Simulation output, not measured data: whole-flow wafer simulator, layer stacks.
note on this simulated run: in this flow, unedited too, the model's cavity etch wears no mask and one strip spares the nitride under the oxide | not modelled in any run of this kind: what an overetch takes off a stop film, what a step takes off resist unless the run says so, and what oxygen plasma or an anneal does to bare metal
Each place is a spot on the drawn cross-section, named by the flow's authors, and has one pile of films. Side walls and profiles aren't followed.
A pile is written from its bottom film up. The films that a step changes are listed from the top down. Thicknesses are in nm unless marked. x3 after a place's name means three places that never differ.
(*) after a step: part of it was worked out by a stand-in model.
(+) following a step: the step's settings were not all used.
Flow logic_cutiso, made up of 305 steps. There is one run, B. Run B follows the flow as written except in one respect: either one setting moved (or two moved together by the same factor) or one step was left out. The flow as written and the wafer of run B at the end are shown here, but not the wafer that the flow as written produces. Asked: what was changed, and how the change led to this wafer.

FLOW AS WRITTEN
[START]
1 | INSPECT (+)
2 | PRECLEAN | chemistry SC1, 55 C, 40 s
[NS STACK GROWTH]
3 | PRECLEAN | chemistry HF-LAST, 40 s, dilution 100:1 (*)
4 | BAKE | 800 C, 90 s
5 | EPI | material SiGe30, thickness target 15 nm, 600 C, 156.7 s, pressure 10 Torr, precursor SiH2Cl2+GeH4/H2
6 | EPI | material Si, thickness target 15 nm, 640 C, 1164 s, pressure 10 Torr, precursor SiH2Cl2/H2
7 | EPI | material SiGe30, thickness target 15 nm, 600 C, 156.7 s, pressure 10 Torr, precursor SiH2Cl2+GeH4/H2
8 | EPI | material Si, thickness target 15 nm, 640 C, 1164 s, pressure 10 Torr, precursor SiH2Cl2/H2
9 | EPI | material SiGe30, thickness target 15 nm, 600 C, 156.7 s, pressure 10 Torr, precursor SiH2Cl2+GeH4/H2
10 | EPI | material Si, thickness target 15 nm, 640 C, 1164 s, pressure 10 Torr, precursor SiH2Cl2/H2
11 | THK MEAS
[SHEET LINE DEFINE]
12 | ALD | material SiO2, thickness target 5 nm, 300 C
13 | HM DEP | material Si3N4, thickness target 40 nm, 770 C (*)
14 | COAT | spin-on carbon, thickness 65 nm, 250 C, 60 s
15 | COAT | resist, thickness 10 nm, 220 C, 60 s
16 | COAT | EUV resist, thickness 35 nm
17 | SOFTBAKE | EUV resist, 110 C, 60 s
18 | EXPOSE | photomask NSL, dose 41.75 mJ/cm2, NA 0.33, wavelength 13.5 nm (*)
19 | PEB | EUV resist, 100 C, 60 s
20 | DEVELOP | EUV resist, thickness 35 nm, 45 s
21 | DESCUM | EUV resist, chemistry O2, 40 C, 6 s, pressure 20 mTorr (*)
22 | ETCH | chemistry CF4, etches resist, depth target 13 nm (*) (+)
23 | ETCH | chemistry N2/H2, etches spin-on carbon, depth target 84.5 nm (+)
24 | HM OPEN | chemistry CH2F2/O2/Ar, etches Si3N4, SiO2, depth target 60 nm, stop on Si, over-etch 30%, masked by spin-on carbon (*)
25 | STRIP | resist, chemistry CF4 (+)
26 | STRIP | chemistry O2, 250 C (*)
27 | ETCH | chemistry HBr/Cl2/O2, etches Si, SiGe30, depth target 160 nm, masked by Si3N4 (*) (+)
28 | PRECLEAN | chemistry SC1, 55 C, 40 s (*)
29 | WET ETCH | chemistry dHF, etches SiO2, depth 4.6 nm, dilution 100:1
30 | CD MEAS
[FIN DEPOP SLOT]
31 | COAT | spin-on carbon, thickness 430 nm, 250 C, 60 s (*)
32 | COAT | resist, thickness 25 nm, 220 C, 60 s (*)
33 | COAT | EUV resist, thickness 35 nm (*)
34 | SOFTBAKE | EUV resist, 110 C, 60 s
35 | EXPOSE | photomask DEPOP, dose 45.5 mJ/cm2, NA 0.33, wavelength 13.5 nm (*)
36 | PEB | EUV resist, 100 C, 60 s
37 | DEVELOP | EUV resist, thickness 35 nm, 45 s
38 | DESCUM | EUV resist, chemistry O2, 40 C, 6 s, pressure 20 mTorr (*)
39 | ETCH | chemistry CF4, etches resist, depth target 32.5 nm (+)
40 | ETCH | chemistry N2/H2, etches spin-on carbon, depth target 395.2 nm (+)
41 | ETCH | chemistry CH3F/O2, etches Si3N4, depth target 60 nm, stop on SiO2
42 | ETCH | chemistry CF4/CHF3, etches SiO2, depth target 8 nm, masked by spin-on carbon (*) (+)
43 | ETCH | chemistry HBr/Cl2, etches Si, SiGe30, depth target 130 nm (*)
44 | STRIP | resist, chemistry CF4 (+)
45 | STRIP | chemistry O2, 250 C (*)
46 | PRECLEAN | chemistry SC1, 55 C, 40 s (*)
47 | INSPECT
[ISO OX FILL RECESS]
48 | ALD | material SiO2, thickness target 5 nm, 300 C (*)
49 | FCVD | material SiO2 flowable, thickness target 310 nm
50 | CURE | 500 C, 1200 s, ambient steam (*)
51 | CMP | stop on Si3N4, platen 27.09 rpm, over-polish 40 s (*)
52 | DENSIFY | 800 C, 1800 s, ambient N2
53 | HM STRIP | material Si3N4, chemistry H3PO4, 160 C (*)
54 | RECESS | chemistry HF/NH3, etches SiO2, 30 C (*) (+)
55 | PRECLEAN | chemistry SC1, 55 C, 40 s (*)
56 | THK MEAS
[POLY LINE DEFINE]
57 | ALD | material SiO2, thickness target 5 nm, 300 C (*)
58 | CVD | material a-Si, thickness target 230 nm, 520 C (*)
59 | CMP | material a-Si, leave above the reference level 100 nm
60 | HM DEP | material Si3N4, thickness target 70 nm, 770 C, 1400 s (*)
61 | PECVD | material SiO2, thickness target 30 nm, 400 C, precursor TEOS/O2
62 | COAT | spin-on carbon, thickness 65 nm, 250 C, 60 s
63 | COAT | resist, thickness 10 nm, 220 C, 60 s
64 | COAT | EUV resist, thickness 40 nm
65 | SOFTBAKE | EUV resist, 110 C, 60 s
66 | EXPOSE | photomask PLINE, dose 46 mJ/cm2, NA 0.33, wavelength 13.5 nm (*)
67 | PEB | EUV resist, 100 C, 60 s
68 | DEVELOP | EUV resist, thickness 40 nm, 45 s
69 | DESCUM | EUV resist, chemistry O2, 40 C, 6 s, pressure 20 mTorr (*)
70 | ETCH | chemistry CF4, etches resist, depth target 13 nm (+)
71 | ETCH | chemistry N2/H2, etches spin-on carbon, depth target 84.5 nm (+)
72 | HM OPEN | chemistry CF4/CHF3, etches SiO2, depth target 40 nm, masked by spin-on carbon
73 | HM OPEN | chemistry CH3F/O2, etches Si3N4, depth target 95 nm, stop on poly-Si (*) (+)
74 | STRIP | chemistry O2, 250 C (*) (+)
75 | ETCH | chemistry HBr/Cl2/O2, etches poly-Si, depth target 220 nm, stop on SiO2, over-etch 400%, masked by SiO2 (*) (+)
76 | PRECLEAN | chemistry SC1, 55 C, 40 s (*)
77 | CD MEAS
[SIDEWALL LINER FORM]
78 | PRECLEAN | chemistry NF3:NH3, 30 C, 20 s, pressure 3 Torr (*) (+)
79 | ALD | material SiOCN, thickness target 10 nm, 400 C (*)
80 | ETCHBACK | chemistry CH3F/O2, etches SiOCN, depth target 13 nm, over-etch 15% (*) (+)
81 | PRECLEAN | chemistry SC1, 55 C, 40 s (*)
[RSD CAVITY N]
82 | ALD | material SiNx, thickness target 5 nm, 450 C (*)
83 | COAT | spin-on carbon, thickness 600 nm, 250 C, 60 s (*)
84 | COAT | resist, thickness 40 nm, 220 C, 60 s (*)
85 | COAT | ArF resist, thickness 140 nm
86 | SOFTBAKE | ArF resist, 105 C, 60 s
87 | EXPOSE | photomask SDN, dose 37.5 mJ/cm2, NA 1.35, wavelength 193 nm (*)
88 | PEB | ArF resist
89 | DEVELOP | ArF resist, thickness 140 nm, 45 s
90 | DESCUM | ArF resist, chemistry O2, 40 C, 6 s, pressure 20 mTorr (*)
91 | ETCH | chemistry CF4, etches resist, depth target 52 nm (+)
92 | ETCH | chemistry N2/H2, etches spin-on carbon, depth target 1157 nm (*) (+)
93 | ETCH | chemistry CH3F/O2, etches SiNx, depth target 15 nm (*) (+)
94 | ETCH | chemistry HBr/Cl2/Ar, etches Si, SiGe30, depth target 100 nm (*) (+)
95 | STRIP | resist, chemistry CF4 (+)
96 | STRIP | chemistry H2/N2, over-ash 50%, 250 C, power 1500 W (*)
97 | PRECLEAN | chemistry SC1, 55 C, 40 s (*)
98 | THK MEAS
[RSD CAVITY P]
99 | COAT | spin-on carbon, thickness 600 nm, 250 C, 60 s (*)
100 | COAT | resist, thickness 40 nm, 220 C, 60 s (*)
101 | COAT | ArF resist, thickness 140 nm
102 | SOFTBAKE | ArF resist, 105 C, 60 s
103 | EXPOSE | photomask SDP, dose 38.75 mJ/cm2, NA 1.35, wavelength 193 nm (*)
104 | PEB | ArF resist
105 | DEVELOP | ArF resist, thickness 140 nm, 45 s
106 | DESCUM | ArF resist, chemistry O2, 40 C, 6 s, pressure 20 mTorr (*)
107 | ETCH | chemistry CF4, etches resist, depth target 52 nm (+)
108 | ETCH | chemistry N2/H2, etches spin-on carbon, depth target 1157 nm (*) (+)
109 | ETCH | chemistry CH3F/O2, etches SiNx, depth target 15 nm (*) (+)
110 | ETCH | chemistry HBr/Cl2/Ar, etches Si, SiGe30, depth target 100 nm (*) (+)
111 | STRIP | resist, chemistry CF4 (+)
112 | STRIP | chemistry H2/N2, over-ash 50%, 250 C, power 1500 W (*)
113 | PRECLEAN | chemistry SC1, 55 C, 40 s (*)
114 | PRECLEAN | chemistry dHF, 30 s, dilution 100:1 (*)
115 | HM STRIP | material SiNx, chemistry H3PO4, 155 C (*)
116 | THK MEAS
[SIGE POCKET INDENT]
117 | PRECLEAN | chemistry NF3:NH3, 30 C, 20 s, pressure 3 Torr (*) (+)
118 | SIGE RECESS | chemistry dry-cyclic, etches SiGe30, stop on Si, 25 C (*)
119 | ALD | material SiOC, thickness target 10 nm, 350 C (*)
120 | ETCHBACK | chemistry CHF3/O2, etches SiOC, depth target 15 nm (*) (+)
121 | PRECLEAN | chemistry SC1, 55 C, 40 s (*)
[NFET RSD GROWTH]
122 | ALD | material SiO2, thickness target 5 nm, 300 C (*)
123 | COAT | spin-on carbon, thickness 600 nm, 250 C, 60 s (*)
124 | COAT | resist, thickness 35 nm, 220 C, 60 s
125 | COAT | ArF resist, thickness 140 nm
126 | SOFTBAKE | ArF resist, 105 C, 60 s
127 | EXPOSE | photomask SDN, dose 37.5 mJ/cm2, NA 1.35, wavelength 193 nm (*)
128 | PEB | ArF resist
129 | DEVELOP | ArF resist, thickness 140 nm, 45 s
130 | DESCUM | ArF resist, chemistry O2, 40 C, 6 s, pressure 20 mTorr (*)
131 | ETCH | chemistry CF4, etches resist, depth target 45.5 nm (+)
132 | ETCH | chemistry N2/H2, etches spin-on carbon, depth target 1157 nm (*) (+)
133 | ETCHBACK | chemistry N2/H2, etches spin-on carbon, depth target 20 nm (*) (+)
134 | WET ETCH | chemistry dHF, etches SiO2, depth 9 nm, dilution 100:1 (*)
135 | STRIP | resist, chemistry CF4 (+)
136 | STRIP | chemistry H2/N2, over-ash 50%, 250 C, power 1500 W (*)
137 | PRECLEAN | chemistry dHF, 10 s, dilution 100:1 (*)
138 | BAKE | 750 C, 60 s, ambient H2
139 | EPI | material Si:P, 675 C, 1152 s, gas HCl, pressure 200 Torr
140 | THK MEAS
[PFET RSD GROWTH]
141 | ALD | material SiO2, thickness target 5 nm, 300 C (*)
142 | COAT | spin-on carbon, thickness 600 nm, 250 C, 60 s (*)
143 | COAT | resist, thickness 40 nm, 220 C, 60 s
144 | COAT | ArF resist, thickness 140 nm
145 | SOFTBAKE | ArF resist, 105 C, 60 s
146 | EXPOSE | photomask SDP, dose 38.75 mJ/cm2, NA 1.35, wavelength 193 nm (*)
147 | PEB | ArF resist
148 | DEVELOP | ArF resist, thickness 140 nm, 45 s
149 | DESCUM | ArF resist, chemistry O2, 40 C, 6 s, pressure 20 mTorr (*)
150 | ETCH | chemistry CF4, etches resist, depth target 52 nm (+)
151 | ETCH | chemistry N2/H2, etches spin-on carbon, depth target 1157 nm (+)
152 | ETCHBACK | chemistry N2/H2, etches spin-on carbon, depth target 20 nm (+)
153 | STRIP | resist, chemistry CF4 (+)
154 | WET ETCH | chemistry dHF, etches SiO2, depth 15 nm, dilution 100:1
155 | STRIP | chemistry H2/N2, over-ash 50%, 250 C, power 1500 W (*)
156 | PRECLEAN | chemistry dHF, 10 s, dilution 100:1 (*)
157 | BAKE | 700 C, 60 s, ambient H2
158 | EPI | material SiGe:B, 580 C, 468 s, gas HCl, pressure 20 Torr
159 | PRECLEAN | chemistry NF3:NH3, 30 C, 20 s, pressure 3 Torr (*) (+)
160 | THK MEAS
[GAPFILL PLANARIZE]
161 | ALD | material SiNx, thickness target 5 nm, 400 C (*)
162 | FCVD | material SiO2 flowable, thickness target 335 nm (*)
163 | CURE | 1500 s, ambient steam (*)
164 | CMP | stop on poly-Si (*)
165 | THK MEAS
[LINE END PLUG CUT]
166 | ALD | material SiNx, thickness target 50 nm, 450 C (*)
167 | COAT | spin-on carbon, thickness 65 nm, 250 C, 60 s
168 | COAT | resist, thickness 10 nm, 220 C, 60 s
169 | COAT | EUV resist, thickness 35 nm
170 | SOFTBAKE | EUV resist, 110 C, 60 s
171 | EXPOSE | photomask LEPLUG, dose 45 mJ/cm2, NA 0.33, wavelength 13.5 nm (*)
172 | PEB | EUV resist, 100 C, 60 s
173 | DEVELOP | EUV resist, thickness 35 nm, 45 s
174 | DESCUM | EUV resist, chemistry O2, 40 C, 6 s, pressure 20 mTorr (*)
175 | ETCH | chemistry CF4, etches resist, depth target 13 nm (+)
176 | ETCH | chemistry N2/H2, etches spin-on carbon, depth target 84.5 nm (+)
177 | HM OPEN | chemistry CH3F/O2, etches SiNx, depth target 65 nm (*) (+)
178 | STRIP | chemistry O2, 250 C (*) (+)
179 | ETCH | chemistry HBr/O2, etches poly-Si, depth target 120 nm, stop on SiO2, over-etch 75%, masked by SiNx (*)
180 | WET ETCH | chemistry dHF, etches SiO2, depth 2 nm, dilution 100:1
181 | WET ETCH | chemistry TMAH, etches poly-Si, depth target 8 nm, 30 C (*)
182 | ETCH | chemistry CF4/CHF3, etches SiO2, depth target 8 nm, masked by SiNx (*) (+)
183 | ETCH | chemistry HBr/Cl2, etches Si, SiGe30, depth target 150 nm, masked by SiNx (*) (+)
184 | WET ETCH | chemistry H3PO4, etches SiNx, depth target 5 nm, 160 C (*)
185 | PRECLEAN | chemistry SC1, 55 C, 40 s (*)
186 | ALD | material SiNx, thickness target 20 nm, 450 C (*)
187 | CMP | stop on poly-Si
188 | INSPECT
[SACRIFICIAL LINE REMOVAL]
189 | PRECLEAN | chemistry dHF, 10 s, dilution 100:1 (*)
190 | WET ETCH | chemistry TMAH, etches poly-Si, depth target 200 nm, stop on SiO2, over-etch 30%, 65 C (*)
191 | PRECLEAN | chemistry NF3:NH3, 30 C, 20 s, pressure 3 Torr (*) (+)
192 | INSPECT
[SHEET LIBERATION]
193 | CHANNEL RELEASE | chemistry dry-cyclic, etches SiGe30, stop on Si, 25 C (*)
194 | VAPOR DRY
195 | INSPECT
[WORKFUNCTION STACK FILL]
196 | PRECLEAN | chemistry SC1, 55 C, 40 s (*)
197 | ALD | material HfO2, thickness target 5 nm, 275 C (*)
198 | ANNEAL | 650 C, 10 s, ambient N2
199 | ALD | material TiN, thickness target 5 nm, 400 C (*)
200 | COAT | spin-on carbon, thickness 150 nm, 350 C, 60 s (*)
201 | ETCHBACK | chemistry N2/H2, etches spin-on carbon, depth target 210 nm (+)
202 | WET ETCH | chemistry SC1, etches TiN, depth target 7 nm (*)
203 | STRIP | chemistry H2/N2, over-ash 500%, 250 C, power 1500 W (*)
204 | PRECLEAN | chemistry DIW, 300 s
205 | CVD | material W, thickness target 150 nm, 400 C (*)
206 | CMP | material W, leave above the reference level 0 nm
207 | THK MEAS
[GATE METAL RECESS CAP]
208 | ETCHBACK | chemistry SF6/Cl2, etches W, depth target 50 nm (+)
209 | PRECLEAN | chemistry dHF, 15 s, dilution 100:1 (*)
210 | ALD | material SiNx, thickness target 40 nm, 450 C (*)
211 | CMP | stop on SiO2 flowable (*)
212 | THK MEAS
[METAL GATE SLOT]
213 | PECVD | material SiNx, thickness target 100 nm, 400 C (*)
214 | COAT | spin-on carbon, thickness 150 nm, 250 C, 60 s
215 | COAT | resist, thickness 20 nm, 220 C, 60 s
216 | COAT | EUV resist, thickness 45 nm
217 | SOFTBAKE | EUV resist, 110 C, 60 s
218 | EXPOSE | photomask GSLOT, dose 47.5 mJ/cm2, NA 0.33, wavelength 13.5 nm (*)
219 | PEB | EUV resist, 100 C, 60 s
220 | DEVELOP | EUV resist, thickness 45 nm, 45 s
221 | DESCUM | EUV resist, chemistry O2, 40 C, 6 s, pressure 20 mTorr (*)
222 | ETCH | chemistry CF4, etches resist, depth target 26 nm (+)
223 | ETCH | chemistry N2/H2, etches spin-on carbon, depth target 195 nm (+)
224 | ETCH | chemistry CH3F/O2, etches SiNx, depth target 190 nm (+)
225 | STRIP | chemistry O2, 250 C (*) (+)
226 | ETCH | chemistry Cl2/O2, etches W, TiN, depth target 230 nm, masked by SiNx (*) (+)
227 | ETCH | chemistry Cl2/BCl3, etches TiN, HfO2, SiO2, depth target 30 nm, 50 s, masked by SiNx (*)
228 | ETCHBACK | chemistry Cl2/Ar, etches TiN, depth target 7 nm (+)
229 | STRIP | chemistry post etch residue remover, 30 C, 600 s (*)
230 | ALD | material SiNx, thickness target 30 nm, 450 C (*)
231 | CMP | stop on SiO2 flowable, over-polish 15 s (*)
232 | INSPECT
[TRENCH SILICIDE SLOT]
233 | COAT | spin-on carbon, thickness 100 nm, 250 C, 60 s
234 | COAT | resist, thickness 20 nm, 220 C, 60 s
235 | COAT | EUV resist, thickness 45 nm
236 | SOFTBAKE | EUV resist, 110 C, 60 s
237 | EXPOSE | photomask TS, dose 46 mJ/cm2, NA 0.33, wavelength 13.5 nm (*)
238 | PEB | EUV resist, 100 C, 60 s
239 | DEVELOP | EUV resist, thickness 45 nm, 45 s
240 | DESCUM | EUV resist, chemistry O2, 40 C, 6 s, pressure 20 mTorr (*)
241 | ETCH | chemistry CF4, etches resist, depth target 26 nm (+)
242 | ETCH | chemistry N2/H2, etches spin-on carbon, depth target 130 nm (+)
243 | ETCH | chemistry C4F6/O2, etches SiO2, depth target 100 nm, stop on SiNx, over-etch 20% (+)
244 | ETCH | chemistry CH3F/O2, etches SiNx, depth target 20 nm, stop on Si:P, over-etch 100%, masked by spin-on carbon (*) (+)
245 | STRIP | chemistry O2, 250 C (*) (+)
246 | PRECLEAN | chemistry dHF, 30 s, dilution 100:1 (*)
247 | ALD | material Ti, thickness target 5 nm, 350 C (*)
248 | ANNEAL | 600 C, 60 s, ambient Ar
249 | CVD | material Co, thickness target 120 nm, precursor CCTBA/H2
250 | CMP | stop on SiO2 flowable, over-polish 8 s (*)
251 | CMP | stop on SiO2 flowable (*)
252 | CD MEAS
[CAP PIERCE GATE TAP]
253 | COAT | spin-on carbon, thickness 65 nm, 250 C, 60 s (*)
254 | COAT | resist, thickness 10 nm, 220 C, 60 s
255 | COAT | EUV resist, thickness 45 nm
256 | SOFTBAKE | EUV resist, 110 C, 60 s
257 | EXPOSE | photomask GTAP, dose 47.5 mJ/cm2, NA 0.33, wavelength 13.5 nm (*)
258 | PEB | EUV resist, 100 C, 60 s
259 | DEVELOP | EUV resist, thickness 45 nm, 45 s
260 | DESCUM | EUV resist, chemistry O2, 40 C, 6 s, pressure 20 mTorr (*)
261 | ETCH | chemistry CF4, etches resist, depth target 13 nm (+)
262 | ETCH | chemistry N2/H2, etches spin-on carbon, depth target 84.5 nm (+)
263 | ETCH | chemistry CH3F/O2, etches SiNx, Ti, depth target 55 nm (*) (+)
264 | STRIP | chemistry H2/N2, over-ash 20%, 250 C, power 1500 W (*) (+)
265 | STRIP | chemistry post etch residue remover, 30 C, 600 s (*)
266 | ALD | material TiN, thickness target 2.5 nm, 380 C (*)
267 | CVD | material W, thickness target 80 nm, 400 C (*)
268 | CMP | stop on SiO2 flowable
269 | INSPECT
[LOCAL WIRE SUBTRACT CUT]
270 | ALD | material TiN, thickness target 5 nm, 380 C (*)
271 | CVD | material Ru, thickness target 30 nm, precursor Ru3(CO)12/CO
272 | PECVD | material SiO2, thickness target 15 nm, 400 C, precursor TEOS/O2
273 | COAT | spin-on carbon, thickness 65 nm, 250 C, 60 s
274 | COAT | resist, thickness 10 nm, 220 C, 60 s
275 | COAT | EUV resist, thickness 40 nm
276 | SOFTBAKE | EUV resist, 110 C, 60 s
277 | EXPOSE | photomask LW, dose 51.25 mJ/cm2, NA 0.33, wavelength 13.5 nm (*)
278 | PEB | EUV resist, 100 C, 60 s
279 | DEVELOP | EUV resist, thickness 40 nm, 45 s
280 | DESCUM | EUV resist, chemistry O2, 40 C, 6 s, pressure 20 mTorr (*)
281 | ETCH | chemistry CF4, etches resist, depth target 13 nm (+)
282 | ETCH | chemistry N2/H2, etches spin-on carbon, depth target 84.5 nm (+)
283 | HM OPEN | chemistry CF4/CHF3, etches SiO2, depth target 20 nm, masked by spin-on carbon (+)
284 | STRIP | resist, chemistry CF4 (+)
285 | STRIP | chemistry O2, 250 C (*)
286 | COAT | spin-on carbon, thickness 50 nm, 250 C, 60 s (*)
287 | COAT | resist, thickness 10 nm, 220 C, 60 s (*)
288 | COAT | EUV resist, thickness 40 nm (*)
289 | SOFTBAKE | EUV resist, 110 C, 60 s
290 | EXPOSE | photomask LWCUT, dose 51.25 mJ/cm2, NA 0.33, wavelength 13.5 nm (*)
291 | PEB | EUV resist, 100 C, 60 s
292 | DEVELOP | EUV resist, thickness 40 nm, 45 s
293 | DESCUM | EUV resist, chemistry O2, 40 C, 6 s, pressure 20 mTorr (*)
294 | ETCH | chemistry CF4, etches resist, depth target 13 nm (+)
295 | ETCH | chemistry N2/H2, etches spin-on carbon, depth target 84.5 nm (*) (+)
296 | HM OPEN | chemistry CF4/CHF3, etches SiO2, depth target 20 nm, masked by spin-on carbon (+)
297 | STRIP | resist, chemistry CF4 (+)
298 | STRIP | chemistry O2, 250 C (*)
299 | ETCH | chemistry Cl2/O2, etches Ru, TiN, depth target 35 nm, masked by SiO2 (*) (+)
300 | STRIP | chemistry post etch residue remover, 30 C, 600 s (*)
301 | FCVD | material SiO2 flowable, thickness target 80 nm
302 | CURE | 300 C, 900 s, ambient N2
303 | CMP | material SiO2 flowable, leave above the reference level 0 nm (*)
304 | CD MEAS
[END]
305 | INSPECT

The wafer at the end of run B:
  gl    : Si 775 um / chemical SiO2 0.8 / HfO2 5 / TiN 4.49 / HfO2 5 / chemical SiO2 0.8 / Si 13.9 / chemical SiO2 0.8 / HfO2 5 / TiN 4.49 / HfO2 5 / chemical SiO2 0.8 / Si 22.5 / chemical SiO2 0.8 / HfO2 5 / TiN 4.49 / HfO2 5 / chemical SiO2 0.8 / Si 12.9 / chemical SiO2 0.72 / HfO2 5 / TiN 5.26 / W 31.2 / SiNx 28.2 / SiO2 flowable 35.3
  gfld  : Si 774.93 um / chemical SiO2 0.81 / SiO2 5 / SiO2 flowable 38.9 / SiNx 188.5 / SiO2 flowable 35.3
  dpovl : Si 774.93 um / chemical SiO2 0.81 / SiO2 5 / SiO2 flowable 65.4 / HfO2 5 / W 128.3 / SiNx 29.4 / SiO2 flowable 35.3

What caused this: step 8, EPI: 1834 s was run, while the flow as written has 1164 s.

The path from the change to this, step by step:
  8 | EPI | material Si, thickness target 15 nm, 640 C, 1164 s, pressure 10 Torr, precursor SiH2Cl2/H2
      depop, dpovl, gfld and 19 more: +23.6 Si (new film) (in the flow as written it would be: +15 Si (new film))
  27 | ETCH | chemistry HBr/Cl2/O2, etches Si, SiGe30, depth target 160 nm, masked by Si3N4 (*) (+)
      gfld, gxf, iso, lnri: -0.79 chemical SiO2 (all of it), -11.4 Si (all of it), -15 SiGe30 (all of it), -23.6 Si (all of it), -15 SiGe30 (all of it), -15 Si (all of it), -15 SiGe30 (all of it), -65 Si (in the flow as written it would be: -0.79 chemical SiO2 (all of it), -11.4 Si (all of it), -15 SiGe30 (all of it), -15 Si (all of it), -15 SiGe30 (all of it), -15 Si (all of it), -15 SiGe30 (all of it), -73.6 Si)
      dpovl, nsgap: -0.79 chemical SiO2 (all of it), -11.8 Si (all of it), -15 SiGe30 (all of it), -23.6 Si (all of it), -15 SiGe30 (all of it), -15 Si (all of it), -15 SiGe30 (all of it), -64.6 Si (in the flow as written it would be: -0.79 chemical SiO2 (all of it), -11.8 Si (all of it), -15 SiGe30 (all of it), -15 Si (all of it), -15 SiGe30 (all of it), -15 Si (all of it), -15 SiGe30 (all of it), -73.2 Si)
      (also at 1 further place)
  43 | ETCH | chemistry HBr/Cl2, etches Si, SiGe30, depth target 130 nm (*)
      depop: -14 Si (all of it), -15 SiGe30 (all of it), -23.6 Si (all of it), -15 SiGe30 (all of it), -15 Si (all of it), -15 SiGe30 (all of it), -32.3 Si (in the flow as written it would be: -14 Si (all of it), -15 SiGe30 (all of it), -15 Si (all of it), -15 SiGe30 (all of it), -15 Si (all of it), -15 SiGe30 (all of it), -41 Si)
  94 | ETCH | chemistry HBr/Cl2/Ar, etches Si, SiGe30, depth target 100 nm (*) (+)
      rsdn, rsdx: -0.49 chemical SiO2 (all of it), -12.8 Si (all of it), -15 SiGe30 (all of it), -23.6 Si (all of it), -15 SiGe30 (all of it), -15 Si (all of it), -15 SiGe30 (all of it), -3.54 Si (in the flow as written it would be: -0.49 chemical SiO2 (all of it), -12.8 Si (all of it), -15 SiGe30 (all of it), -15 Si (all of it), -15 SiGe30 (all of it), -15 Si (all of it), -15 SiGe30 (all of it), -12.2 Si)
  110 | ETCH | chemistry HBr/Cl2/Ar, etches Si, SiGe30, depth target 100 nm (*) (+)
      rsdp, rsdw: -0.49 chemical SiO2 (all of it), -12.8 Si (all of it), -15 SiGe30 (all of it), -23.6 Si (all of it), -15 SiGe30 (all of it), -15 Si (all of it), -15 SiGe30 (all of it), -3.54 Si (in the flow as written it would be: -0.49 chemical SiO2 (all of it), -12.8 Si (all of it), -15 SiGe30 (all of it), -15 Si (all of it), -15 SiGe30 (all of it), -15 Si (all of it), -15 SiGe30 (all of it), -12.2 Si)
  183 | ETCH | chemistry HBr/Cl2, etches Si, SiGe30, depth target 150 nm, masked by SiNx (*) (+)
      plug: -13.6 Si (all of it), -15 SiGe30 (all of it), -23.6 Si (all of it), -15 SiGe30 (all of it), -15 Si (all of it), -15 SiGe30 (all of it), -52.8 Si (in the flow as written it would be: -13.6 Si (all of it), -15 SiGe30 (all of it), -15 Si (all of it), -15 SiGe30 (all of it), -15 Si (all of it), -15 SiGe30 (all of it), -61.4 Si)
